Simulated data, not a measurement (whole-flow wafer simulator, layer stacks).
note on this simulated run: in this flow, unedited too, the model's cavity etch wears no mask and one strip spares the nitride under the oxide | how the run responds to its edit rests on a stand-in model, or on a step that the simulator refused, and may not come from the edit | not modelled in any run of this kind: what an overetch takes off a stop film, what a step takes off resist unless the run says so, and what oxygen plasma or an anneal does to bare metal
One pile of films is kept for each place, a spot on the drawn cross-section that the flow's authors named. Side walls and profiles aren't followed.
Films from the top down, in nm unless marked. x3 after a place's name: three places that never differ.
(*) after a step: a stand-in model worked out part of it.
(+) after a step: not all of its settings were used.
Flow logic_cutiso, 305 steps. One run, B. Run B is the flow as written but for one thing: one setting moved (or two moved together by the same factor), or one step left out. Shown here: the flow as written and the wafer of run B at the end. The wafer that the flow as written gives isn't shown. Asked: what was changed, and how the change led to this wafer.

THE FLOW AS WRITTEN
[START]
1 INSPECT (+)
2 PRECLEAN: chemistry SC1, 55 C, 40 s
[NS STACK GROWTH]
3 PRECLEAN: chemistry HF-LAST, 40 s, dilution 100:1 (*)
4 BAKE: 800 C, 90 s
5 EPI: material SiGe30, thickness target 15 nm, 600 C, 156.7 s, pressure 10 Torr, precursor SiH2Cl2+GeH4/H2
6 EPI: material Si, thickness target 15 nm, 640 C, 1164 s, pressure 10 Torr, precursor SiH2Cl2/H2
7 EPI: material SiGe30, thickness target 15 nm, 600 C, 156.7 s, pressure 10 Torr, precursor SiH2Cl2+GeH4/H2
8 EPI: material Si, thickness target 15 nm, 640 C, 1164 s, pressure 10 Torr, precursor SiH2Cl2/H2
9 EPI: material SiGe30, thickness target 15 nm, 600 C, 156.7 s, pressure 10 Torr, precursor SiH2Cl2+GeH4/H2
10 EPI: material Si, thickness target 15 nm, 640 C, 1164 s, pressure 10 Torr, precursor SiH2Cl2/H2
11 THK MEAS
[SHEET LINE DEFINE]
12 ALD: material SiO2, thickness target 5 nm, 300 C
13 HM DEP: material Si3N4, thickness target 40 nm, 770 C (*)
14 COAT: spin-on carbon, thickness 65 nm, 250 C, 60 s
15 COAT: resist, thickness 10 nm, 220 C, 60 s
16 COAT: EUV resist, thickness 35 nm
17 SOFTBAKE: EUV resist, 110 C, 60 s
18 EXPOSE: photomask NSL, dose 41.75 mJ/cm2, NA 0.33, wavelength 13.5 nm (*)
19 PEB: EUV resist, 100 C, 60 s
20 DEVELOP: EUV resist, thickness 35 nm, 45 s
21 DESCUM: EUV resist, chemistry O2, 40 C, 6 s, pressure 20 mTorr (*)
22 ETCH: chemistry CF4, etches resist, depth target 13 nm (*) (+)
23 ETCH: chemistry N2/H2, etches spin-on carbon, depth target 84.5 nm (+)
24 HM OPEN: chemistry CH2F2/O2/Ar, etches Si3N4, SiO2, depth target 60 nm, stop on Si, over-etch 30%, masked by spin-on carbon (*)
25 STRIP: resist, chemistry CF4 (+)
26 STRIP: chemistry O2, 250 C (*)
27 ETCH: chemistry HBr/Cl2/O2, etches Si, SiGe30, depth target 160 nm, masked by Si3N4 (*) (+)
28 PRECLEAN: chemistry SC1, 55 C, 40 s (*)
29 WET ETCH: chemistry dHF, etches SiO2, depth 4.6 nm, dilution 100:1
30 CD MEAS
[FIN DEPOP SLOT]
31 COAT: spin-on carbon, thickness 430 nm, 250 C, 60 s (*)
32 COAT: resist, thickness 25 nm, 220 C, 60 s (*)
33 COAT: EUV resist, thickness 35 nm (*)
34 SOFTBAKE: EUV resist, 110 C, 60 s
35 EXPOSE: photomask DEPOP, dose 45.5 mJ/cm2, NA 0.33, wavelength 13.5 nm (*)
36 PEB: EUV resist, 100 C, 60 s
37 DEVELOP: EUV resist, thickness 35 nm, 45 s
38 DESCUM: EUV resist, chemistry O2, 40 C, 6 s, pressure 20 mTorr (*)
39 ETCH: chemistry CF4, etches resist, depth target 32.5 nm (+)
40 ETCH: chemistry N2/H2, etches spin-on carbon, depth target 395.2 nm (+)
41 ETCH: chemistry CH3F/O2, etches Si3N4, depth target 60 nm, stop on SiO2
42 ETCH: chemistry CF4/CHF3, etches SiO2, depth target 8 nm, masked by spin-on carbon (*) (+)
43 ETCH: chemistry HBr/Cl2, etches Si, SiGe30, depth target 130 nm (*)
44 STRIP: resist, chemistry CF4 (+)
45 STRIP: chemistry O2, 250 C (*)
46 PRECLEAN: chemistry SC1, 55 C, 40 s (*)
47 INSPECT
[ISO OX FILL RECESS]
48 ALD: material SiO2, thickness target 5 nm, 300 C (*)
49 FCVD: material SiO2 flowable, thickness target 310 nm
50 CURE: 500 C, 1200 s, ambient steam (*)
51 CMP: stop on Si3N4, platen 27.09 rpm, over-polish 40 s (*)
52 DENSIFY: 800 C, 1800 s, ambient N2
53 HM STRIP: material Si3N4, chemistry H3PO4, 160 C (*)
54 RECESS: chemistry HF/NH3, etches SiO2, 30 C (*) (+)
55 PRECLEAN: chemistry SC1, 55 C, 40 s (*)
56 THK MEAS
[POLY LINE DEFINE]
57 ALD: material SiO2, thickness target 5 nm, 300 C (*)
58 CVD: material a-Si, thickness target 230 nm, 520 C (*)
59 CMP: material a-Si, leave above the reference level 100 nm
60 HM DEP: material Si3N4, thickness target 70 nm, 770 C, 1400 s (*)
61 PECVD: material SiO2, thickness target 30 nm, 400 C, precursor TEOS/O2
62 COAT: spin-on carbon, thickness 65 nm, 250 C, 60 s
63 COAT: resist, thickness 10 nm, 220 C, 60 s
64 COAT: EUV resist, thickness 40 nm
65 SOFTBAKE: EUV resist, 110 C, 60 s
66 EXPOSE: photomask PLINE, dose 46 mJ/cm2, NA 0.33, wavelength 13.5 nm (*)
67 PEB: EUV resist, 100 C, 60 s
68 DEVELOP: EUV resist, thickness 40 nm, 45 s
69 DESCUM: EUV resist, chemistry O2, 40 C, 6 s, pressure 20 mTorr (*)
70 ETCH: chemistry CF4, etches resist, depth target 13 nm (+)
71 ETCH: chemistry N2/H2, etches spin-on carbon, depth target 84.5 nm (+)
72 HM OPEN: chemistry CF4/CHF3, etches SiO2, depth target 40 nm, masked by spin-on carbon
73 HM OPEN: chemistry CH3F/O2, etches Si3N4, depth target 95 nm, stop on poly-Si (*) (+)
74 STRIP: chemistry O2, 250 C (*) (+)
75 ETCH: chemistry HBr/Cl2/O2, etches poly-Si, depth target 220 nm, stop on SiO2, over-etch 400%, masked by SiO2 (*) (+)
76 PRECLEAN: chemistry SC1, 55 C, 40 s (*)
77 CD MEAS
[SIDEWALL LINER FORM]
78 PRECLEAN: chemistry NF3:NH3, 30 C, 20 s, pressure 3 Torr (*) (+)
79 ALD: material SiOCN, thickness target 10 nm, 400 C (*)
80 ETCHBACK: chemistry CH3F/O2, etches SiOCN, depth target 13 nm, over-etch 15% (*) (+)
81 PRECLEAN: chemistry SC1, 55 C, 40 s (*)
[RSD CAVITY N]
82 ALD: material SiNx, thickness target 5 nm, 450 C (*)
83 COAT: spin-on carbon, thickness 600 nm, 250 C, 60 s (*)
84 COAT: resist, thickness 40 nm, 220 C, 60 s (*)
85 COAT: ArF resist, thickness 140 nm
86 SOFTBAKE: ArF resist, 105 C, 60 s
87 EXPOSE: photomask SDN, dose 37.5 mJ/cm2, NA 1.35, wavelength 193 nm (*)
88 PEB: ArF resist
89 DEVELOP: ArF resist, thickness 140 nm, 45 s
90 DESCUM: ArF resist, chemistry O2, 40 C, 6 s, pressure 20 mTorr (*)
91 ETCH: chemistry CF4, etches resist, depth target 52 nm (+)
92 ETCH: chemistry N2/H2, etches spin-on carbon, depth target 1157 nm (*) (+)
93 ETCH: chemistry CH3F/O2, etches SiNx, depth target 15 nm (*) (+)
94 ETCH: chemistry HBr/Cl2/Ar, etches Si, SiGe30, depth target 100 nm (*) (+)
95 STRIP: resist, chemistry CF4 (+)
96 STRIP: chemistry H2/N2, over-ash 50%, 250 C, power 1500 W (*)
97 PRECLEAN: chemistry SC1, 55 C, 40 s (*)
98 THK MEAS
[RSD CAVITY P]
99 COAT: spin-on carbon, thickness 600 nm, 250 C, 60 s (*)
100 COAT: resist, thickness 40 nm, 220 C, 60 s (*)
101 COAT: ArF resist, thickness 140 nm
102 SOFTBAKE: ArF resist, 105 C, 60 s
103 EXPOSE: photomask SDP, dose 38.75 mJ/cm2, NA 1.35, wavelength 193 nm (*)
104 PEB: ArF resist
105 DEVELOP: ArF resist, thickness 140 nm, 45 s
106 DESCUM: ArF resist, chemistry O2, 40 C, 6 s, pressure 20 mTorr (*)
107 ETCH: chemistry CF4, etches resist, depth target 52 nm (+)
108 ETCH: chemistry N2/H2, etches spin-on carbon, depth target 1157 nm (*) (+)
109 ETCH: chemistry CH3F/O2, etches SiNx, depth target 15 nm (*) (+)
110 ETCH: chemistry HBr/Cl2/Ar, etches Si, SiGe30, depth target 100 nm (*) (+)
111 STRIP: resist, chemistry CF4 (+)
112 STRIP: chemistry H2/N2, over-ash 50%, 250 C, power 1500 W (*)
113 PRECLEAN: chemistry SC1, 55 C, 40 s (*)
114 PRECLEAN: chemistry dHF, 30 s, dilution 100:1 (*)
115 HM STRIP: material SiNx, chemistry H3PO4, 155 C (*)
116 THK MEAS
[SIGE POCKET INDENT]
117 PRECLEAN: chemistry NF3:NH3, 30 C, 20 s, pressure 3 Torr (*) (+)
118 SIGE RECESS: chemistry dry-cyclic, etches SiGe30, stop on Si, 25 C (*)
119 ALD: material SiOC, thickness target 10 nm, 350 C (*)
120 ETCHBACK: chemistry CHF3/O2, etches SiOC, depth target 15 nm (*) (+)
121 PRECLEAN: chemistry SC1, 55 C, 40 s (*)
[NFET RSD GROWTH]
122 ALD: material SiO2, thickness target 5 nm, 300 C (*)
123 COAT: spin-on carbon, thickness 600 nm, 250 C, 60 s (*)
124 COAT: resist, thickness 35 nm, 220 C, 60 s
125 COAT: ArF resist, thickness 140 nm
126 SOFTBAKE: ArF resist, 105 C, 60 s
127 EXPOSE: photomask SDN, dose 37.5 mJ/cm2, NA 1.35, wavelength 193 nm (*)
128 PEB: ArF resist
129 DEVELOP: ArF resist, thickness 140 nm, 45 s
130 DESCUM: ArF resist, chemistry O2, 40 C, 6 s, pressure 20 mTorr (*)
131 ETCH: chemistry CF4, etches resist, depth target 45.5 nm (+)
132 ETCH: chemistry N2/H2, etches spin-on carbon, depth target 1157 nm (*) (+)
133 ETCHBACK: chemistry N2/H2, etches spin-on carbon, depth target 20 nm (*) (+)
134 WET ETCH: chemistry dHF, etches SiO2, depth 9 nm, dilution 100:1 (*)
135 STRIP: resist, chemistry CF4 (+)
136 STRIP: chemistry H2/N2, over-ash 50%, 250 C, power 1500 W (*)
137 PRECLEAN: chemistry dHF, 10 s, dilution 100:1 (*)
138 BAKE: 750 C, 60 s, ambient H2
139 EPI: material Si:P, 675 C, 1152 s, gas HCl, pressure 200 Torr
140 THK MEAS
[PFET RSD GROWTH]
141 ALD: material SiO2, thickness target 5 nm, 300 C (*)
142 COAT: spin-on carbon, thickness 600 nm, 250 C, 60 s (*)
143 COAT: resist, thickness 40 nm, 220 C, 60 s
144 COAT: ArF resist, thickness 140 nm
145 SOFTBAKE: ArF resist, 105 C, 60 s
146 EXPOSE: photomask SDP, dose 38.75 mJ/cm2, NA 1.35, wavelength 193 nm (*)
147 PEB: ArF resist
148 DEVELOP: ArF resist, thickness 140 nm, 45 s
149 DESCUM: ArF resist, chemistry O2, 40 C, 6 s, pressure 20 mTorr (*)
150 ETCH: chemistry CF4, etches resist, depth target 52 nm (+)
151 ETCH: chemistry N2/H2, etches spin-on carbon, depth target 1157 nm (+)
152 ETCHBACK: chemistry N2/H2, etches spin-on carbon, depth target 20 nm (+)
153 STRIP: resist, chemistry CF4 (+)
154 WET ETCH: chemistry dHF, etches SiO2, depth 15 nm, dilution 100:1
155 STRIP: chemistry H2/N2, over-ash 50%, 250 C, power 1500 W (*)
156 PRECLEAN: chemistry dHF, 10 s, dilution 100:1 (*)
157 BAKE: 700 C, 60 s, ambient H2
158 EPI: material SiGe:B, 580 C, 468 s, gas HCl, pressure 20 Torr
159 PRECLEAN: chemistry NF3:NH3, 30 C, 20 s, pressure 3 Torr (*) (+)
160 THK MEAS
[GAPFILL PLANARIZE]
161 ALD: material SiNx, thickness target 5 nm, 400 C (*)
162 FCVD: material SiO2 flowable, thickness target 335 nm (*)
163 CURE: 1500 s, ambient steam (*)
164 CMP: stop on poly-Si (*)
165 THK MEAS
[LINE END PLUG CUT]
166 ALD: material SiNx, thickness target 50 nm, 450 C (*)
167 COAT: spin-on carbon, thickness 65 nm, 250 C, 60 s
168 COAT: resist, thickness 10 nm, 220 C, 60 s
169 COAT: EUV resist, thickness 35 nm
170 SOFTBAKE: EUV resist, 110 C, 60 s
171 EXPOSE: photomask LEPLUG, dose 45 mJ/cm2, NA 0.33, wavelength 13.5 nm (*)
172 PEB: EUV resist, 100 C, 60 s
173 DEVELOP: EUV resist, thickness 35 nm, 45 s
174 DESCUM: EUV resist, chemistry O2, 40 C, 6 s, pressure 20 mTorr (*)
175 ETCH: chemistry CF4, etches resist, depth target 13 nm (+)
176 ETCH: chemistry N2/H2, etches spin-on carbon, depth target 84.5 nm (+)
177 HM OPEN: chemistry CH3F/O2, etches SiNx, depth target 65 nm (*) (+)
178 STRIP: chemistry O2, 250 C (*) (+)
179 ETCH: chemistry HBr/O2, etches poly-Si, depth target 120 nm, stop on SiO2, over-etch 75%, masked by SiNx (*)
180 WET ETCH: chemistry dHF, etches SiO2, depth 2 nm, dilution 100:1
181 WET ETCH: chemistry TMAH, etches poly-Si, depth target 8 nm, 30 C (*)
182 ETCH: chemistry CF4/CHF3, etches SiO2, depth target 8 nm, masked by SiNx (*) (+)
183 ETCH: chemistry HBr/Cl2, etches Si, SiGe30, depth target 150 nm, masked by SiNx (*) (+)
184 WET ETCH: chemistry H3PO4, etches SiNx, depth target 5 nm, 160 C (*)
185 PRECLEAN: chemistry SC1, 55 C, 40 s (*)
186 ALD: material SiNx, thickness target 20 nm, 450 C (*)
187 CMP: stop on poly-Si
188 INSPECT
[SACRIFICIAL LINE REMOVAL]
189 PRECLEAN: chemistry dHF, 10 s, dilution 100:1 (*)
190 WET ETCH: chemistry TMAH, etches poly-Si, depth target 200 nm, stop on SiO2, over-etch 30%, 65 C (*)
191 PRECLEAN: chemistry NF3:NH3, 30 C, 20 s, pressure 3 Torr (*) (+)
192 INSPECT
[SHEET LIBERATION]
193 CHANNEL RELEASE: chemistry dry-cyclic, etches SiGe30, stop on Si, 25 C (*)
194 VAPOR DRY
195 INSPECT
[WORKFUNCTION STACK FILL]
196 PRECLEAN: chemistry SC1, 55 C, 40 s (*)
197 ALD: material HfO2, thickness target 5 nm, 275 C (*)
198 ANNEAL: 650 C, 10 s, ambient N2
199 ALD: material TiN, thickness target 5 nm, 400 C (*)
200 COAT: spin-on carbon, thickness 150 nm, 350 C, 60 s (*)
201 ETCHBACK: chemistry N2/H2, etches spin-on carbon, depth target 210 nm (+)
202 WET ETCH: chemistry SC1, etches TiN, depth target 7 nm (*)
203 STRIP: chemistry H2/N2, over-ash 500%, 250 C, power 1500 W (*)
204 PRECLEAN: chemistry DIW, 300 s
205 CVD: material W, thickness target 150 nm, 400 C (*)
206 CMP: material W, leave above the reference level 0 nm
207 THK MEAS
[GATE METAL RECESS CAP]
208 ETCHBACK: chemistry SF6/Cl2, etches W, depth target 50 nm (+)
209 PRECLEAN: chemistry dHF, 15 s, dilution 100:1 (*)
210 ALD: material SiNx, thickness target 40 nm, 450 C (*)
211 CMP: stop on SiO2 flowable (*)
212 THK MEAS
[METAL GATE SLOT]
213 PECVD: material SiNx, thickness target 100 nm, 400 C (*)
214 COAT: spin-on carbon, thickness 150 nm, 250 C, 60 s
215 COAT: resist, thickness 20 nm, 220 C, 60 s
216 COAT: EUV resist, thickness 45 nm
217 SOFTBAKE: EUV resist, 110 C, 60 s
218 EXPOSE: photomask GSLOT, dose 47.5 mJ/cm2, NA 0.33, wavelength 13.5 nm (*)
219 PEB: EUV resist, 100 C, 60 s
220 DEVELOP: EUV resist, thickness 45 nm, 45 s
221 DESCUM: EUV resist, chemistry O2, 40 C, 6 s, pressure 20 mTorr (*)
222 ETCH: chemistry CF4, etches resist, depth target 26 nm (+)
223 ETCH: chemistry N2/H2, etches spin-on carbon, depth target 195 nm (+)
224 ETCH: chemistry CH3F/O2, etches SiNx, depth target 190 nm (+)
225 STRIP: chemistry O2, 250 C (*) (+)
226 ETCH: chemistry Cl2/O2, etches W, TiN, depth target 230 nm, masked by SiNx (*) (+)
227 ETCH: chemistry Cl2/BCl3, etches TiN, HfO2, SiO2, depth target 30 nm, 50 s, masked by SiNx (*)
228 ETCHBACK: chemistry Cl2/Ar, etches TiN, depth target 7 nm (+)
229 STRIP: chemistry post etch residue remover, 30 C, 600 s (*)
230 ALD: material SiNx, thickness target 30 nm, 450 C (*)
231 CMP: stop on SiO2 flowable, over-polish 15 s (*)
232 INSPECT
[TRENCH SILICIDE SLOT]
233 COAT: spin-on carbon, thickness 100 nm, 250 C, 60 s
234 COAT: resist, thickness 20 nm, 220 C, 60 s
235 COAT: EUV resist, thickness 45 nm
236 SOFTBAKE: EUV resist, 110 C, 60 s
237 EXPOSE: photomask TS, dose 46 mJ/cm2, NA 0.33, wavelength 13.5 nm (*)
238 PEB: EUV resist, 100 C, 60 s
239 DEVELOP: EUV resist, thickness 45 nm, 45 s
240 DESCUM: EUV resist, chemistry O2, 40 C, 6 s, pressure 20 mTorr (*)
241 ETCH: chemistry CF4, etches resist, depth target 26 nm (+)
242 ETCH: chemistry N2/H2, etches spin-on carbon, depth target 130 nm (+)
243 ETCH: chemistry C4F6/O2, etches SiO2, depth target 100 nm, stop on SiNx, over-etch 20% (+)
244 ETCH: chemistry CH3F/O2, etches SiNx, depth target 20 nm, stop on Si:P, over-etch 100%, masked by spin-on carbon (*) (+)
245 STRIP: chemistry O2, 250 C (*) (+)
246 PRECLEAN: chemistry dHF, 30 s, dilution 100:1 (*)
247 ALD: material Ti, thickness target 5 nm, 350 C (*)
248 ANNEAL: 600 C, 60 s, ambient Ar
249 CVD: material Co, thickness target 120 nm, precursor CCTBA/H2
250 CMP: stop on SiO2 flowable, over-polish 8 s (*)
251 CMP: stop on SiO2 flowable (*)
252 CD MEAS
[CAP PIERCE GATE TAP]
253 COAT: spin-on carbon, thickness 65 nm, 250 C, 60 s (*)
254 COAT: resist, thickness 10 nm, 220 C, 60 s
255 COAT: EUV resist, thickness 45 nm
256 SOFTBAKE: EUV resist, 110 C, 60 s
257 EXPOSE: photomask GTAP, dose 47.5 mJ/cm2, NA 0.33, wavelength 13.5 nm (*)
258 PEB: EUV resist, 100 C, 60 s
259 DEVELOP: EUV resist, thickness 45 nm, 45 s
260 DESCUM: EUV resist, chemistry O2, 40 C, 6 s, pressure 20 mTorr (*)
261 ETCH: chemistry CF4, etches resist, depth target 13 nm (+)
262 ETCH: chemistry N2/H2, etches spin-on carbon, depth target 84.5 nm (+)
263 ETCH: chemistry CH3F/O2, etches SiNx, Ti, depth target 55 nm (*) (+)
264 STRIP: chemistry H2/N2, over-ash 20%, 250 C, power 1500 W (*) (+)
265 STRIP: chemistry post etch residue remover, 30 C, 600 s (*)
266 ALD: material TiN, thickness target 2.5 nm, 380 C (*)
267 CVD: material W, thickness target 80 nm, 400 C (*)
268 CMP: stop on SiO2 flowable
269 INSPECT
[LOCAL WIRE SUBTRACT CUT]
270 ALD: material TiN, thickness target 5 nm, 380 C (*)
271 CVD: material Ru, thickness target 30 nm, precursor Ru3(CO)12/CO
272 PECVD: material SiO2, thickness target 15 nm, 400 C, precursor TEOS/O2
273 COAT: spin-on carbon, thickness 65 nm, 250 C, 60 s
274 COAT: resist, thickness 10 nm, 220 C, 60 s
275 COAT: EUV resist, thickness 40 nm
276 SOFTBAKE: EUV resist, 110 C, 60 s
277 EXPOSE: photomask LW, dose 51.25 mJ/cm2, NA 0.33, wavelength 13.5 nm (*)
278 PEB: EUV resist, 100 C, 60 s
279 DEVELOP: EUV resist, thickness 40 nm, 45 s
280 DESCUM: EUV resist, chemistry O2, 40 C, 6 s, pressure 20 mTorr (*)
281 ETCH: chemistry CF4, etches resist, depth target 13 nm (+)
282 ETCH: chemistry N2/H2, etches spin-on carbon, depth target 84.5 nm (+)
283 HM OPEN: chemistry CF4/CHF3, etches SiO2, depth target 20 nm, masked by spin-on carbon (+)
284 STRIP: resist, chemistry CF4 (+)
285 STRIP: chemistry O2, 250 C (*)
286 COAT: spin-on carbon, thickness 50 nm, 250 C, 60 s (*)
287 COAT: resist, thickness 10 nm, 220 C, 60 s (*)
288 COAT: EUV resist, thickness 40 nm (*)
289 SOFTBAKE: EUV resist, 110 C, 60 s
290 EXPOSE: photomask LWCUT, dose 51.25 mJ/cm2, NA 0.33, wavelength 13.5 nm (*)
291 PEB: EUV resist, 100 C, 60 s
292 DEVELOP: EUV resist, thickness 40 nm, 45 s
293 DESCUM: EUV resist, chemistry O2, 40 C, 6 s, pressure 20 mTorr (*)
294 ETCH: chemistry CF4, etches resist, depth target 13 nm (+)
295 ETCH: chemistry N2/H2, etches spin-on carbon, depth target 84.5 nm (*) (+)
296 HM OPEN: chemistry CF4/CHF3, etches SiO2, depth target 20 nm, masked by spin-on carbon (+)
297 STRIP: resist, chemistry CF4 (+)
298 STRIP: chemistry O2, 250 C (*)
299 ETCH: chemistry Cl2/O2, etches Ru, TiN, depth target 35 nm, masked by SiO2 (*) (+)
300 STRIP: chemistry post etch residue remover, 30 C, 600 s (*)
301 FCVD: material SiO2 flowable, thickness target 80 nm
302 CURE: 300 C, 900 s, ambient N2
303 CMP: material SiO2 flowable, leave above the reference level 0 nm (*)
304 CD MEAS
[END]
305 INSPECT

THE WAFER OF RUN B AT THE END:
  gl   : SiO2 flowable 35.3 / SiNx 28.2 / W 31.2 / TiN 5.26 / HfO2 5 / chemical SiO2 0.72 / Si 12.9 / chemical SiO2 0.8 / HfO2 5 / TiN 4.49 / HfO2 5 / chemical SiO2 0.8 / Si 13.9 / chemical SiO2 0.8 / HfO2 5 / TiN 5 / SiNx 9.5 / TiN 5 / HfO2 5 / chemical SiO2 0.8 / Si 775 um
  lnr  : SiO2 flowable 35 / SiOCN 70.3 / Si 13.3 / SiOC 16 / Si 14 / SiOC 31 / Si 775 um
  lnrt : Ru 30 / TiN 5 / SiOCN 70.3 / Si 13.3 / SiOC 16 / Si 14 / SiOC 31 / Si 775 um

The cause: step 6, EPI: material Si, thickness target 15 nm, 640 C, 1164 s, pressure 10 Torr, precursor SiH2Cl2/H2, was left out.

How the change led to this, step by step:
  7 EPI: material SiGe30, thickness target 15 nm, 600 C, 156.7 s, pressure 10 Torr, precursor SiH2Cl2+GeH4/H2
      depop, dpovl, gfld and 19 more: SiGe30 +15 (as written it would be: SiGe30 +15 (new film))
  27 ETCH: chemistry HBr/Cl2/O2, etches Si, SiGe30, depth target 160 nm, masked by Si3N4 (*) (+)
      gfld, gxf, iso, lnri: chemical SiO2 -0.79 (all of it), Si -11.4 (all of it), SiGe30 -15 (all of it), Si -15 (all of it), SiGe30 -30 (all of it), Si -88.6 (as written it would be: chemical SiO2 -0.79 (all of it), Si -11.4 (all of it), SiGe30 -15 (all of it), Si -15 (all of it), SiGe30 -15 (all of it), Si -15 (all of it), SiGe30 -15 (all of it), Si -73.6)
      dpovl, nsgap: chemical SiO2 -0.79 (all of it), Si -11.8 (all of it), SiGe30 -15 (all of it), Si -15 (all of it), SiGe30 -30 (all of it), Si -88.2 (as written it would be: chemical SiO2 -0.79 (all of it), Si -11.8 (all of it), SiGe30 -15 (all of it), Si -15 (all of it), SiGe30 -15 (all of it), Si -15 (all of it), SiGe30 -15 (all of it), Si -73.2)
      (and at 1 more place)
  43 ETCH: chemistry HBr/Cl2, etches Si, SiGe30, depth target 130 nm (*)
      depop: Si -14 (all of it), SiGe30 -15 (all of it), Si -15 (all of it), SiGe30 -30 (all of it), Si -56 (as written it would be: Si -14 (all of it), SiGe30 -15 (all of it), Si -15 (all of it), SiGe30 -15 (all of it), Si -15 (all of it), SiGe30 -15 (all of it), Si -41)
  94 ETCH: chemistry HBr/Cl2/Ar, etches Si, SiGe30, depth target 100 nm (*) (+)
      rsdn, rsdx: chemical SiO2 -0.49 (all of it), Si -12.8 (all of it), SiGe30 -15 (all of it), Si -15 (all of it), SiGe30 -30 (all of it), Si -27.2 (as written it would be: chemical SiO2 -0.49 (all of it), Si -12.8 (all of it), SiGe30 -15 (all of it), Si -15 (all of it), SiGe30 -15 (all of it), Si -15 (all of it), SiGe30 -15 (all of it), Si -12.2)
  110 ETCH: chemistry HBr/Cl2/Ar, etches Si, SiGe30, depth target 100 nm (*) (+)
      rsdp, rsdw: chemical SiO2 -0.49 (all of it), Si -12.8 (all of it), SiGe30 -15 (all of it), Si -15 (all of it), SiGe30 -30 (all of it), Si -27.2 (as written it would be: chemical SiO2 -0.49 (all of it), Si -12.8 (all of it), SiGe30 -15 (all of it), Si -15 (all of it), SiGe30 -15 (all of it), Si -15 (all of it), SiGe30 -15 (all of it), Si -12.2)
  118 SIGE RECESS: chemistry dry-cyclic, etches SiGe30, stop on Si, 25 C (*)
      lnr, lnrp, lnrt: under 1 film: Si -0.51, cavity +16 (new film), SiGe30 -15 (all of it), Si -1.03, cavity +31 (new film), SiGe30 -30 (all of it), Si -0.51 (as written it would be: SiOCN -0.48, Si -0.51, cavity +16 (new film), SiGe30 -15 (all of it), Si -1.03, cavity +16 (new film), SiGe30 -15 (all of it), Si -1.03, cavity +16 (new film), SiGe30 -15 (all of it), Si -0.51)
  119 ALD: material SiOC, thickness target 10 nm, 350 C (*)
      lnr, lnrp, lnrt: SiOC +10 (new film), SiOC +16 (new film), cavity -16 (all of it), SiOC +31 (new film), cavity -31 (all of it) (as written it would be: SiOC +10 (new film), SiOC +16 (new film), cavity -16 (all of it), SiOC +16 (new film), cavity -16 (all of it), SiOC +16 (new film), cavity -16 (all of it))
  120 ETCHBACK: chemistry CHF3/O2, etches SiOC, depth target 15 nm (*) (+)
      gxn: SiOC -11.2 (all of it), SiO2 -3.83 (as written it would be: SiOC -11 (all of it), SiO2 -4.21 (all of it))
      gxp: SiOC -11.1 (all of it), SiO2 -3.86 (as written it would be: SiOC -11 (all of it), SiO2 -4.25 (all of it))
  122 ALD: material SiO2, thickness target 5 nm, 300 C (*)
      gxn: SiO2 +6.56 (as written it would be: SiO2 +6.76 (new film))
      gxp: SiO2 +6.54 (as written it would be: SiO2 +6.75 (new film))
  183 ETCH: chemistry HBr/Cl2, etches Si, SiGe30, depth target 150 nm, masked by SiNx (*) (+)
      plug: Si -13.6 (all of it), SiGe30 -15 (all of it), Si -15 (all of it), SiGe30 -30 (all of it), Si -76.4 (as written it would be: Si -13.6 (all of it), SiGe30 -15 (all of it), Si -15 (all of it), SiGe30 -15 (all of it), Si -15 (all of it), SiGe30 -15 (all of it), Si -61.4)
  193 CHANNEL RELEASE: chemistry dry-cyclic, etches SiGe30, stop on Si, 25 C (*)
      gl, glp, gxn, gxp, ns, tap: chemical SiO2 +0.8 (new film), Si -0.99, chemical SiO2 +0.8 (new film), cavity +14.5 (new film), chemical SiO2 +0.8 (new film), SiGe30 -15 (all of it), Si -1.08, chemical SiO2 +0.8 (new film), cavity +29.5 (new film), chemical SiO2 +0.8 (new film), SiGe30 -30 (all of it), Si -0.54 (as written it would be: chemical SiO2 +0.8 (new film), Si -0.99, chemical SiO2 +0.8 (new film), cavity +14.5 (new film), chemical SiO2 +0.8 (new film), SiGe30 -15 (all of it), Si -1.08, chemical SiO2 +0.8 (new film), cavity +14.5 (new film), chemical SiO2 +0.8 (new film), SiGe30 -15 (all of it), Si -1.08, chemical SiO2 +0.8 (new film), cavity +14.5 (new film), chemical SiO2 +0.8 (new film), SiGe30 -15 (all of it), Si -0.54)
  197 ALD: material HfO2, thickness target 5 nm, 275 C (*)
      gl, glp, gxn, gxp, ns, tap: HfO2 +5 (new film), HfO2 +5 (new film), cavity -10, HfO2 +5 (new film), HfO2 +5 (new film), cavity -10, HfO2 +5 (new film) (as written it would be: HfO2 +5 (new film), HfO2 +5 (new film), cavity -10, HfO2 +5 (new film), HfO2 +5 (new film), cavity -10, HfO2 +5 (new film), HfO2 +5 (new film), cavity -10, HfO2 +5 (new film))
  199 ALD: material TiN, thickness target 5 nm, 400 C (*)
      gl, glp, tap: TiN +5.26 (new film), TiN +4.49 (new film), cavity -4.49 (all of it), TiN +5 (new film), cavity -10, TiN +5 (new film) (as written it would be: TiN +5.26 (new film), TiN +4.49 (new film), cavity -4.49 (all of it), TiN +4.49 (new film), cavity -4.49 (all of it), TiN +4.49 (new film), cavity -4.49 (all of it))
      gxn, gxp, ns: TiN +5 (new film), TiN +4.49 (new film), cavity -4.49 (all of it), TiN +5 (new film), cavity -10, TiN +5 (new film) (as written it would be: TiN +5 (new film), TiN +4.49 (new film), cavity -4.49 (all of it), TiN +4.49 (new film), cavity -4.49 (all of it), TiN +4.49 (new film), cavity -4.49 (all of it))
  202 WET ETCH: chemistry SC1, etches TiN, depth target 7 nm (*)
      ns: TiN -5 (all of it), TiN -5 (all of it), cavity +10, TiN -5 (all of it) (as written it would be: TiN -5 (all of it))
  210 ALD: material SiNx, thickness target 40 nm, 450 C (*)
      gl, glp, gxn, gxp, tap: SiNx +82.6 (new film), SiNx +9.5 (new film), cavity -9.5 (all of it) (as written it would be: SiNx +82.6 (new film))
      ns: SiNx +40 (new film), SiNx +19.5 (new film), cavity -19.5 (all of it) (as written it would be: SiNx +40 (new film))
